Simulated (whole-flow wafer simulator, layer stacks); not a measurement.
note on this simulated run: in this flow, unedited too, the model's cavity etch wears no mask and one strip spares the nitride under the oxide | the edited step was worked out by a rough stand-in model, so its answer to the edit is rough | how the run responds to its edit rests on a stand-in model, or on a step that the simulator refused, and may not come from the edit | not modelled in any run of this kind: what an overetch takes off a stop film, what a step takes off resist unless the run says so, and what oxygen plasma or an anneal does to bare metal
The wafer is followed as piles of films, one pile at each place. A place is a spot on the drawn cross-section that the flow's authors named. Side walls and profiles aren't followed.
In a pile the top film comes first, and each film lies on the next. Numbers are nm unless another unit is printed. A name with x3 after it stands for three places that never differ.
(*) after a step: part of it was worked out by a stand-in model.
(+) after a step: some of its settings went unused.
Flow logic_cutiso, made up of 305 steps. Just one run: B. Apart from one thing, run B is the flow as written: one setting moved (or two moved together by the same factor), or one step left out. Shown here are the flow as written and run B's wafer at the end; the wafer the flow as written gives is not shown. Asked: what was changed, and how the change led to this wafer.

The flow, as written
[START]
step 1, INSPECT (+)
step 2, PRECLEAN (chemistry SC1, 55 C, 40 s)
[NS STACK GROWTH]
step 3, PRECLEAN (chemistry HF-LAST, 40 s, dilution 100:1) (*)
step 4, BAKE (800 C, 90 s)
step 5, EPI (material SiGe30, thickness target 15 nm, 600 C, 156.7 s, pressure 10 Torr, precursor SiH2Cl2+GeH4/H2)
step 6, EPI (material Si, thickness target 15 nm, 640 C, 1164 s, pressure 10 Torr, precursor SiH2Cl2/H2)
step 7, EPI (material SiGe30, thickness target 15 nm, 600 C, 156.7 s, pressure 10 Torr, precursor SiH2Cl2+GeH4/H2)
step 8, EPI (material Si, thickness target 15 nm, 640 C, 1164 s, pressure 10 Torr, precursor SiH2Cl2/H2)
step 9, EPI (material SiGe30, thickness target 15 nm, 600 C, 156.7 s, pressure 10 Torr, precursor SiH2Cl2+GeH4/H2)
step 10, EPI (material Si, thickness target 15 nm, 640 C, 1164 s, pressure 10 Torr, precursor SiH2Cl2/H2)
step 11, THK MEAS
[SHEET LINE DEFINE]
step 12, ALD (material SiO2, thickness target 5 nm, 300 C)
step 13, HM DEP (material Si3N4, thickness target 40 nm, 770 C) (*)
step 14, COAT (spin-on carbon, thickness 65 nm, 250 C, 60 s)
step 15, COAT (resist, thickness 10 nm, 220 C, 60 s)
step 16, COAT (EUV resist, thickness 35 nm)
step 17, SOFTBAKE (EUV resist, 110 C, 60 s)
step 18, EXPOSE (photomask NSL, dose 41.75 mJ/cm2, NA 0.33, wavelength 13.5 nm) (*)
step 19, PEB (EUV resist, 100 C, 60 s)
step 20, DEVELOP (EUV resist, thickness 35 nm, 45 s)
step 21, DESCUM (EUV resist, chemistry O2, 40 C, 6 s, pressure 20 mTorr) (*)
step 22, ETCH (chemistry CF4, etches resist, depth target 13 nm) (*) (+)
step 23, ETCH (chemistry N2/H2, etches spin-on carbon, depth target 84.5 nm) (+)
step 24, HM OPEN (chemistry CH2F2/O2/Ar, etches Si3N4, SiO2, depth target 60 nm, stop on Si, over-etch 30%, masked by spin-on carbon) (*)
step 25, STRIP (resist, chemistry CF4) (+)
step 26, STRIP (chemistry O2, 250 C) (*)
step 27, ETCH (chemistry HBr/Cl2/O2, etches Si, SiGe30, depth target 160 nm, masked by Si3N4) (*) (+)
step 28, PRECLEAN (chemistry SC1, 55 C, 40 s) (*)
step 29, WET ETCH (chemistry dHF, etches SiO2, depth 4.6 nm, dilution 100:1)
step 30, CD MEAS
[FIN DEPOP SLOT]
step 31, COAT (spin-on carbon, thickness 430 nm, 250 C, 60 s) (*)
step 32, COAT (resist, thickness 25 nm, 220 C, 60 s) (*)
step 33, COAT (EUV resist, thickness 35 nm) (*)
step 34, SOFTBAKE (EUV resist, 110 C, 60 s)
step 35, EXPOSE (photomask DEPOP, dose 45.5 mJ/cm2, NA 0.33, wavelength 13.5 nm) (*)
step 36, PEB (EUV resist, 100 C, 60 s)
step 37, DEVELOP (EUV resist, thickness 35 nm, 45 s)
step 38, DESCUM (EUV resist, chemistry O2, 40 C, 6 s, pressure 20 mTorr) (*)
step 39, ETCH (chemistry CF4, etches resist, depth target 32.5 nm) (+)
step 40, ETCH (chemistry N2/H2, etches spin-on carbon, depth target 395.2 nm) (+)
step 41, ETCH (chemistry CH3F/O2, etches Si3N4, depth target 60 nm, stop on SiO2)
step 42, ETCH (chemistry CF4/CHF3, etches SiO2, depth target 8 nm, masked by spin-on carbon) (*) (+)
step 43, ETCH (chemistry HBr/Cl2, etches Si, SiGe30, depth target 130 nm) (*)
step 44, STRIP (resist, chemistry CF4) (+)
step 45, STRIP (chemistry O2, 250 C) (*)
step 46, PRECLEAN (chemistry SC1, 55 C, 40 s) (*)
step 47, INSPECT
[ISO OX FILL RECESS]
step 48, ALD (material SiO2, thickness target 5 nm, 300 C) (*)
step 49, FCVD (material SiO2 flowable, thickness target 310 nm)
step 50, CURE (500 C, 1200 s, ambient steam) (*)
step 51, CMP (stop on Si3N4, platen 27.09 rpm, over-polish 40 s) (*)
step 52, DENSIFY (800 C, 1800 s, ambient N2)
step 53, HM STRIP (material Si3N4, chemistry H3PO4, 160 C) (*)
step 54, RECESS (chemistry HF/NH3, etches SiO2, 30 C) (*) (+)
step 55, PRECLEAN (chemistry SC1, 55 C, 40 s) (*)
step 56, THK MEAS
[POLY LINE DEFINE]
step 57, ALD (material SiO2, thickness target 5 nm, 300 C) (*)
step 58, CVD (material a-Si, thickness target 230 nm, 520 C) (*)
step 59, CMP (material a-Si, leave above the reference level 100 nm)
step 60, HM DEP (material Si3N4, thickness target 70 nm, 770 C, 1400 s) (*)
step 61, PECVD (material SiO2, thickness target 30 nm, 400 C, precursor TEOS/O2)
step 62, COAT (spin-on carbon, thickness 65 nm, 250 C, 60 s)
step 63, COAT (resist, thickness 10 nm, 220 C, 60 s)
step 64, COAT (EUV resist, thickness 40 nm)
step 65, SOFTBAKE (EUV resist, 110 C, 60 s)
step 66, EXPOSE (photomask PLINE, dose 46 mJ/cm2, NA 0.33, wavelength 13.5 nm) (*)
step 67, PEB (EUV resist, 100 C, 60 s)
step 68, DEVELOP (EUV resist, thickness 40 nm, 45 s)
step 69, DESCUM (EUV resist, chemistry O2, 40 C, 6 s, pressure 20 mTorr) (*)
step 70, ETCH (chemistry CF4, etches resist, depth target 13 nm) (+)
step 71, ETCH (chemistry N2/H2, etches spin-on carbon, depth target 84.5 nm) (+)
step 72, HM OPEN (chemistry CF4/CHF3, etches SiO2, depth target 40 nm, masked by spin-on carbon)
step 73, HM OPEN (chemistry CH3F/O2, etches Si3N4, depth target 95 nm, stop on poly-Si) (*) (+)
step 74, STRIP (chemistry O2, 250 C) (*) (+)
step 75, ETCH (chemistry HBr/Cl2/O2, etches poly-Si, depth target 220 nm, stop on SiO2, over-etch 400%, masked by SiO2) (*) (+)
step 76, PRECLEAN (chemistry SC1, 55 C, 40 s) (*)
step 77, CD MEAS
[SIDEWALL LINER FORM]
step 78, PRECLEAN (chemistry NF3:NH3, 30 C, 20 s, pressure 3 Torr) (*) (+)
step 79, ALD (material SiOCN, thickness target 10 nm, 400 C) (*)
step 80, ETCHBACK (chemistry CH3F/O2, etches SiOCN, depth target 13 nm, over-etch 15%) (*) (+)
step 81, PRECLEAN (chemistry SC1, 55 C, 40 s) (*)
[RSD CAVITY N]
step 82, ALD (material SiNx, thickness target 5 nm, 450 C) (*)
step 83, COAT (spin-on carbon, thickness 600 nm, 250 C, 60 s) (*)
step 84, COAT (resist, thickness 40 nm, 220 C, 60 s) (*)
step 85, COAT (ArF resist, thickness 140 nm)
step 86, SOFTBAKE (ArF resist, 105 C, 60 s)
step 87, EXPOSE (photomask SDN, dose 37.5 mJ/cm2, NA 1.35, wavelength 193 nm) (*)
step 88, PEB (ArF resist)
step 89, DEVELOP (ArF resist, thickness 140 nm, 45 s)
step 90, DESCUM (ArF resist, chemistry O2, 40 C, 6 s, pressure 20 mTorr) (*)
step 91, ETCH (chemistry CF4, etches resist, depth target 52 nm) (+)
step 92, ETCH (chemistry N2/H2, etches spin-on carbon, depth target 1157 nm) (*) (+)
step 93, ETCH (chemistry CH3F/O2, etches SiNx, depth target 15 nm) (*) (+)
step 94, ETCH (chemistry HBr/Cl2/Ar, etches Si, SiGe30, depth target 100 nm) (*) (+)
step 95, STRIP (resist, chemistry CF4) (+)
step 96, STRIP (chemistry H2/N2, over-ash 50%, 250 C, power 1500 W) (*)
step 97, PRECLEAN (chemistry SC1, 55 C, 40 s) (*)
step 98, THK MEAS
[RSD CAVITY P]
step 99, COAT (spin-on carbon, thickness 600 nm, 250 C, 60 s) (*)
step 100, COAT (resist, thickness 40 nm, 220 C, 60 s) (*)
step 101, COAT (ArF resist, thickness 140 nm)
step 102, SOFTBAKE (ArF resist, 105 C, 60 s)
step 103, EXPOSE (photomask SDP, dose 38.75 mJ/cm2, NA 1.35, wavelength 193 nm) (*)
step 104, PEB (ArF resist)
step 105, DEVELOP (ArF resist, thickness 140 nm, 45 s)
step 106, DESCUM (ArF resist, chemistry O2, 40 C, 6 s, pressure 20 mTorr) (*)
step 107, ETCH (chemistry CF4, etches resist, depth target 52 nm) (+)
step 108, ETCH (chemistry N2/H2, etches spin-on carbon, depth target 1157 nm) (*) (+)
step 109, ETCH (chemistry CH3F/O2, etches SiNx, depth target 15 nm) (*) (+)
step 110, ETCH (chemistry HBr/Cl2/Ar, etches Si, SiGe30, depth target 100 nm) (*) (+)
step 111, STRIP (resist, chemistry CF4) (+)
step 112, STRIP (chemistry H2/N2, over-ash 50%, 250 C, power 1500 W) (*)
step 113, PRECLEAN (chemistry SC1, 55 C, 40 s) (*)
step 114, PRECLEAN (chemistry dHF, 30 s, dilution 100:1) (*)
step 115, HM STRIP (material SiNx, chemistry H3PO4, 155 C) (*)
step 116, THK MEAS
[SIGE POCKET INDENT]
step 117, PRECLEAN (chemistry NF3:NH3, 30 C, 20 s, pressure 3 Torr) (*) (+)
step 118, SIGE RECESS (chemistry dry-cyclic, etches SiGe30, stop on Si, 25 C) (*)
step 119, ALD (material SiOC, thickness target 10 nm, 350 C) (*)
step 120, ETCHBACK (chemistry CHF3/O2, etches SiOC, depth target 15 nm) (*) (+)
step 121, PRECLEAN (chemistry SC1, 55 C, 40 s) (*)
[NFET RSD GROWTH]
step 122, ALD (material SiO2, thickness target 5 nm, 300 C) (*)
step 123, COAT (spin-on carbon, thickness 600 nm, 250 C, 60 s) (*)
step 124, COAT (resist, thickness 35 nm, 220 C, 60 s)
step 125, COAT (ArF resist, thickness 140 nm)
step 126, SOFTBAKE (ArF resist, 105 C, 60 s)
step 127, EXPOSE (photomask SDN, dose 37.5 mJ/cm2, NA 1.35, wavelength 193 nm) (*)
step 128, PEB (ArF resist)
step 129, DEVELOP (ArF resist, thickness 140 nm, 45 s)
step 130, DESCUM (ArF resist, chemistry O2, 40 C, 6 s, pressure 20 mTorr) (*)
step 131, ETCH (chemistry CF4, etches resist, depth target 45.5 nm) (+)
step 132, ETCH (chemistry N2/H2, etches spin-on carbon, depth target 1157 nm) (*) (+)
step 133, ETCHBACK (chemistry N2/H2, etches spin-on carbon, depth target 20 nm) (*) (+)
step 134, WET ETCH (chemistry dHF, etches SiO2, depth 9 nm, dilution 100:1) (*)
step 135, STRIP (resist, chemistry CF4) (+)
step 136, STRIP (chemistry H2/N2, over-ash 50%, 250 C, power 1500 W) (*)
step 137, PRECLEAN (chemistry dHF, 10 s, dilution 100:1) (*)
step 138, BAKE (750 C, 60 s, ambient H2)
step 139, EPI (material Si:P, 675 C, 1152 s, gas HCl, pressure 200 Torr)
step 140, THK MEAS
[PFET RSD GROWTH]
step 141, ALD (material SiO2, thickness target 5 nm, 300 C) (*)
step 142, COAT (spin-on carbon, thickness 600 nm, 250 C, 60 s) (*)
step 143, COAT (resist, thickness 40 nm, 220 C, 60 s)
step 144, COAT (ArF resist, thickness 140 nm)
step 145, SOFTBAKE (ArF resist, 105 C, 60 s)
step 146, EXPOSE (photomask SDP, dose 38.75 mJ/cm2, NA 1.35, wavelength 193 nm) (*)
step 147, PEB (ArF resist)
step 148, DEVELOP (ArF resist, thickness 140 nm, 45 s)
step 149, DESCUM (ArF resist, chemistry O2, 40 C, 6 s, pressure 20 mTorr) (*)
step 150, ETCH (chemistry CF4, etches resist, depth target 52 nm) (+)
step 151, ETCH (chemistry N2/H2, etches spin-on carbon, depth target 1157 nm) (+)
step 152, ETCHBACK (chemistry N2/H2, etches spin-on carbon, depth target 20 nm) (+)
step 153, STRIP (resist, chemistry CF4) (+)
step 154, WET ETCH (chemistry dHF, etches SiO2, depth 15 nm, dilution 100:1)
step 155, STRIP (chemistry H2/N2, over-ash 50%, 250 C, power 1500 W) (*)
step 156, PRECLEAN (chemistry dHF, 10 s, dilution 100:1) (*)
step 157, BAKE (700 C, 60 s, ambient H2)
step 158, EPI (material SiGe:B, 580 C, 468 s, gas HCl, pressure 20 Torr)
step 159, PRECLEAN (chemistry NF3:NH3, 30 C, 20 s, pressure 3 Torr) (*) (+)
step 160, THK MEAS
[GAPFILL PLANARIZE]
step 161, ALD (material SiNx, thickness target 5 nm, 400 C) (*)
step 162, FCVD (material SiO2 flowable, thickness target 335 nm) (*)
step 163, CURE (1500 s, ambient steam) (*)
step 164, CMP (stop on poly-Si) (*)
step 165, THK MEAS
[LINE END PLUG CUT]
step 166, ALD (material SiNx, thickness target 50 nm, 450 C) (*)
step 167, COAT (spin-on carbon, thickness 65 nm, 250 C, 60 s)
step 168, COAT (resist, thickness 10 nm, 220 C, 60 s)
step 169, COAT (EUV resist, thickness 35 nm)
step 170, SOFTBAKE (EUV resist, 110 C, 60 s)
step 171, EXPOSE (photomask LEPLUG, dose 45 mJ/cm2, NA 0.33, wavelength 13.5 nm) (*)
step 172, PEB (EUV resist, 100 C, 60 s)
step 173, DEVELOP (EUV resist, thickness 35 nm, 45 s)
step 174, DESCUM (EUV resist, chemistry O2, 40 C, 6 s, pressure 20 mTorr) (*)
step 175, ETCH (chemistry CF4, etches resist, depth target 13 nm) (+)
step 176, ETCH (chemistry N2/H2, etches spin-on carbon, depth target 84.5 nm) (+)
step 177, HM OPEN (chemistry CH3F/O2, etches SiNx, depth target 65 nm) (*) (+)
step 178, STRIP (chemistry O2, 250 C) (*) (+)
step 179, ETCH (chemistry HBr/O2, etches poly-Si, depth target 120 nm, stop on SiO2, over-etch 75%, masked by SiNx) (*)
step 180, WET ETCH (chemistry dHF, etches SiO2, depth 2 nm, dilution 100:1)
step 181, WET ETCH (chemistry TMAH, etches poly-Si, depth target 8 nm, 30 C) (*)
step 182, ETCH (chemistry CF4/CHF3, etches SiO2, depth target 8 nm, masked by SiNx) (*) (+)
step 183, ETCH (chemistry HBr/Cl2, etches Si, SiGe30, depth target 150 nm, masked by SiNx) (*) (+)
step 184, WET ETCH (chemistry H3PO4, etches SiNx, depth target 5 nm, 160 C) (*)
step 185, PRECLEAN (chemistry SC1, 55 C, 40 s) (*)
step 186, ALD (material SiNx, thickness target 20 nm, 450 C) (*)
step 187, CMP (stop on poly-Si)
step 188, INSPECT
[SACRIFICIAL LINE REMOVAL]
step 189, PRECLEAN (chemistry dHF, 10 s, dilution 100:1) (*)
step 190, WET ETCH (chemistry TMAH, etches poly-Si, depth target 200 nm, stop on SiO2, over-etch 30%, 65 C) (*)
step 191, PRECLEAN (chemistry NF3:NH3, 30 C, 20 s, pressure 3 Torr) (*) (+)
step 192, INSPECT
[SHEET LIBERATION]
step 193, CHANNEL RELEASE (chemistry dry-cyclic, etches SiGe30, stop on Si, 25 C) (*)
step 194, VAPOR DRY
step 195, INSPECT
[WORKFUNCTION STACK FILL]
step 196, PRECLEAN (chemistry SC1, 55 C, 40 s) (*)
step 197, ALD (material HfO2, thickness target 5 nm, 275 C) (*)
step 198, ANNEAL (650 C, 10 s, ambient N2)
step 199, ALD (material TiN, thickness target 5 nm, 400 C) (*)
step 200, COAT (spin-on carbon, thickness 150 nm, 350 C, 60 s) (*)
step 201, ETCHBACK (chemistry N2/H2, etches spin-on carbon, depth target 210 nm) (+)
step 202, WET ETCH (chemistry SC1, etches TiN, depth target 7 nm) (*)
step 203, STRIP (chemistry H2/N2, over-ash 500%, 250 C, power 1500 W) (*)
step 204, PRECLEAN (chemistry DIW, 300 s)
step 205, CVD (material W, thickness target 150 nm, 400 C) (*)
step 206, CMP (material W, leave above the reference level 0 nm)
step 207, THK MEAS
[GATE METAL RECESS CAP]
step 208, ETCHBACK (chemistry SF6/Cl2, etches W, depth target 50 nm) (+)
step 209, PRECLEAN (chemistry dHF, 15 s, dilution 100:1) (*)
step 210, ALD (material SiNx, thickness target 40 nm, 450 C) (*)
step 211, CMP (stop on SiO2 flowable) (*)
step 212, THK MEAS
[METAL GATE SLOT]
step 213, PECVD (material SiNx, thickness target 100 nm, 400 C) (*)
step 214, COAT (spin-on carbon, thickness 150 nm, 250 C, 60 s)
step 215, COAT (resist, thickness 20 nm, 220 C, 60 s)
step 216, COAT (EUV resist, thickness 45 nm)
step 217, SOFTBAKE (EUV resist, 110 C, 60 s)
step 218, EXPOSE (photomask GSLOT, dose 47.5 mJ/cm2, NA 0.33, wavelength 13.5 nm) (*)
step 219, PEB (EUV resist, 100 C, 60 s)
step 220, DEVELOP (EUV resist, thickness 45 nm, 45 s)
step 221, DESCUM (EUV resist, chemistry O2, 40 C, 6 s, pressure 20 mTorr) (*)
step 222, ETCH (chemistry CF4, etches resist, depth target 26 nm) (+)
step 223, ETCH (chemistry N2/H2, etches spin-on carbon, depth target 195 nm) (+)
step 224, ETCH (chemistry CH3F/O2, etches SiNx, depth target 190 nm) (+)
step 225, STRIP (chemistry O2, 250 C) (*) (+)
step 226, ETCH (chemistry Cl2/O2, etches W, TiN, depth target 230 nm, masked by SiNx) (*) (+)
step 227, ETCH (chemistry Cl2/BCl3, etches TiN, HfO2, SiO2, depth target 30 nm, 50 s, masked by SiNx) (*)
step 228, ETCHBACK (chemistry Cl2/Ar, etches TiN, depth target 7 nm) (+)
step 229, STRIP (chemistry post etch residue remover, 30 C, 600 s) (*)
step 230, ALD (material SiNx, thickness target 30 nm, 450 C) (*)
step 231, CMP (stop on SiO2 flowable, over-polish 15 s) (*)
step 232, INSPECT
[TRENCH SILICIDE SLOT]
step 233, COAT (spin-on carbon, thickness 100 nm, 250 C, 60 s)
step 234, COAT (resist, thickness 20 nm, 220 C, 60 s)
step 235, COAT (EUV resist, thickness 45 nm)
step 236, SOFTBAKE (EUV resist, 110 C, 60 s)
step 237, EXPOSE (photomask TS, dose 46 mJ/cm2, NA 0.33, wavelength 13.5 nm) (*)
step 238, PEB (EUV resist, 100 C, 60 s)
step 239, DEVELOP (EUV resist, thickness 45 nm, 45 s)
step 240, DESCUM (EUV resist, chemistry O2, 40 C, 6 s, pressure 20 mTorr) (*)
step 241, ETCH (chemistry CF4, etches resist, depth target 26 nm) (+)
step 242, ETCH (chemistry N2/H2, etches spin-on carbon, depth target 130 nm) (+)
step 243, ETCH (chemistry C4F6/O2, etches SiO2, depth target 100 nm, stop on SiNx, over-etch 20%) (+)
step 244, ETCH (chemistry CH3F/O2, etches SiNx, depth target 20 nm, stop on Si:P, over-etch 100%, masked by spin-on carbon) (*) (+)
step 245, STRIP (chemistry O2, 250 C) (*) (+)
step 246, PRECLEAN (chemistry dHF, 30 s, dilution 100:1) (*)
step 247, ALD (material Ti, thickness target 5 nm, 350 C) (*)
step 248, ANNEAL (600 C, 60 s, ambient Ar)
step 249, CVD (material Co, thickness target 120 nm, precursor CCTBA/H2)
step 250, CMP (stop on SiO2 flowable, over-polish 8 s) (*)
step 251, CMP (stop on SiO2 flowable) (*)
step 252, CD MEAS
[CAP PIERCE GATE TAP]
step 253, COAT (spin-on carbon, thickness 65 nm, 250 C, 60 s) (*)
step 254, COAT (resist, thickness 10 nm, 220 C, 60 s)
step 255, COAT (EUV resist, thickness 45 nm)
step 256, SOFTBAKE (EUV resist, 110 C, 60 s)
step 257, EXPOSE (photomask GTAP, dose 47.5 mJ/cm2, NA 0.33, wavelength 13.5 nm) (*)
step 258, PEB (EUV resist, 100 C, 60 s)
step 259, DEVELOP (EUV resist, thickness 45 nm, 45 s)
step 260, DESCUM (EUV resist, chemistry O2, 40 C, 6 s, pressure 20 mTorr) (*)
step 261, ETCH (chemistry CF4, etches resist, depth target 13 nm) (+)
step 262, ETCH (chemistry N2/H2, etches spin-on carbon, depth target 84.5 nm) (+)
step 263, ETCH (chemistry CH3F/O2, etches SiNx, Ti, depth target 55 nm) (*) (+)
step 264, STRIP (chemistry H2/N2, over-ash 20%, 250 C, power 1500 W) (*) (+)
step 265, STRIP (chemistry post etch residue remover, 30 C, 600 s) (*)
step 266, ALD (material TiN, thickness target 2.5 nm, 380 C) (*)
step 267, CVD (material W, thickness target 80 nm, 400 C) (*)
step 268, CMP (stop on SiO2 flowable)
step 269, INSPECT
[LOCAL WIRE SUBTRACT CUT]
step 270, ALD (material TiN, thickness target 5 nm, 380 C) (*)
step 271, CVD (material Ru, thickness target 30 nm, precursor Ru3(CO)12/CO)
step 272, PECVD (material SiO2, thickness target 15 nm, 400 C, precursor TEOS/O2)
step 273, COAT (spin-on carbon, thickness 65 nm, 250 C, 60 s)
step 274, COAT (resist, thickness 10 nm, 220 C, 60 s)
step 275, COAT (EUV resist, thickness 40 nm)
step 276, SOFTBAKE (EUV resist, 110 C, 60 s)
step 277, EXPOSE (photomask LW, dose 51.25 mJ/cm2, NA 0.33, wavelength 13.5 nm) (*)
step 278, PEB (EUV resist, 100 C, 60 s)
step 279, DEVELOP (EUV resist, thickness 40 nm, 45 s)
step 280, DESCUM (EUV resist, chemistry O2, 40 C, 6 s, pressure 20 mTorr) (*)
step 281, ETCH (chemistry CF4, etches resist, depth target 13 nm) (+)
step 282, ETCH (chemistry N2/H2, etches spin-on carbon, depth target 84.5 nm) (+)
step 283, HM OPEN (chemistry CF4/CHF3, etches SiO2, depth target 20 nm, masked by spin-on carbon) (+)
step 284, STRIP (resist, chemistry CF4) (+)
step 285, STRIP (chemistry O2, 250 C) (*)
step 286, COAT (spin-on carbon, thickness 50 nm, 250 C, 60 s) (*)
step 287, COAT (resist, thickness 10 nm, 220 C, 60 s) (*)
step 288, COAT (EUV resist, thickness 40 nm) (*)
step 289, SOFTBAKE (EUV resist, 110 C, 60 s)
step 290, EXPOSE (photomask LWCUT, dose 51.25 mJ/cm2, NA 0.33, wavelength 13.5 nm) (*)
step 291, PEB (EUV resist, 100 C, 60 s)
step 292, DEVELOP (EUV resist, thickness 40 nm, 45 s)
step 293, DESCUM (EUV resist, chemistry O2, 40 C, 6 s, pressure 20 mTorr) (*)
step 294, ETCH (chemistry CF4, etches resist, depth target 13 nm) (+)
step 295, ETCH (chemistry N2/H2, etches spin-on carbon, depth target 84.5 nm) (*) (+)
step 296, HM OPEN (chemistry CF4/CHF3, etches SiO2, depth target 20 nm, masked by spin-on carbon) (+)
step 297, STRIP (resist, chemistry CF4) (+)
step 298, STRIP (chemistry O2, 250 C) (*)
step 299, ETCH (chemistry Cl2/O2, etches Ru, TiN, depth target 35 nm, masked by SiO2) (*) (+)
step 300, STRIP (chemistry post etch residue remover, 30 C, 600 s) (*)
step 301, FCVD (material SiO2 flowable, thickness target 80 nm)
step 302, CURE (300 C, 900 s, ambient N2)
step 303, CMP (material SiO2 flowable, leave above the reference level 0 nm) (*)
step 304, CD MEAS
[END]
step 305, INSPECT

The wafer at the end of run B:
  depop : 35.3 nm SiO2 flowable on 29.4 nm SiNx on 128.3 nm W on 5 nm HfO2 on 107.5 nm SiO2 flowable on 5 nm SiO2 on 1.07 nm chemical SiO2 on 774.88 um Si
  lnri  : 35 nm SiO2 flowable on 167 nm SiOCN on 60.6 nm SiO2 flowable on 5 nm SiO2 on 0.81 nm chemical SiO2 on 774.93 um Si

The reason: step 43, ETCH: depth target 204.8 nm was run, while the flow as written has depth target 130 nm.

Step by step, how the change led to this:
  step 43, ETCH (chemistry HBr/Cl2, etches Si, SiGe30, depth target 130 nm) (*)
      dpovl, gl, glp and 16 more: -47 spin-on carbon (it would be, as written: -32 spin-on carbon)
      depop: -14 Si (all of it), -15 SiGe30 (all of it), -15 Si (all of it), -15 SiGe30 (all of it), -15 Si (all of it), -15 SiGe30 (all of it), -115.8 Si (it would be, as written: -14 Si (all of it), -15 SiGe30 (all of it), -15 Si (all of it), -15 SiGe30 (all of it), -15 Si (all of it), -15 SiGe30 (all of it), -41 Si)
      (also at 2 further places)
  step 45, STRIP (chemistry O2, 250 C) (*)
      gfld, lnri: +0.81 chemical SiO2 (new film), -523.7 spin-on carbon (all of it), -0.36 Si (it would be, as written: +0.82 chemical SiO2 (new film), -538.7 spin-on carbon (all of it), -0.36 Si)
      glp, tap: -332.7 spin-on carbon (all of it) (it would be, as written: -347.6 spin-on carbon (all of it))
      (also at 17 further places)
  step 49, FCVD (material SiO2 flowable, thickness target 310 nm)
      depop: +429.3 SiO2 flowable (new film) (it would be, as written: +359.9 SiO2 flowable (new film))
      ns: +195.9 SiO2 flowable (new film) (it would be, as written: +201.3 SiO2 flowable (new film))
  step 51, CMP (stop on Si3N4, platen 27.09 rpm, over-polish 40 s) (*)
      depop: -194.9 SiO2 flowable (it would be, as written: -200.5 SiO2 flowable)
      dpovl: -194.8 SiO2 flowable (it would be, as written: -200.4 SiO2 flowable)
      (also at 3 further places)
  step 52, DENSIFY (800 C, 1800 s, ambient N2)
      depop: -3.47 SiO2 flowable (it would be, as written: -2.32 SiO2 flowable)
      nsgap: -2.87 SiO2 flowable (it would be, as written: -2.13 SiO2 flowable)
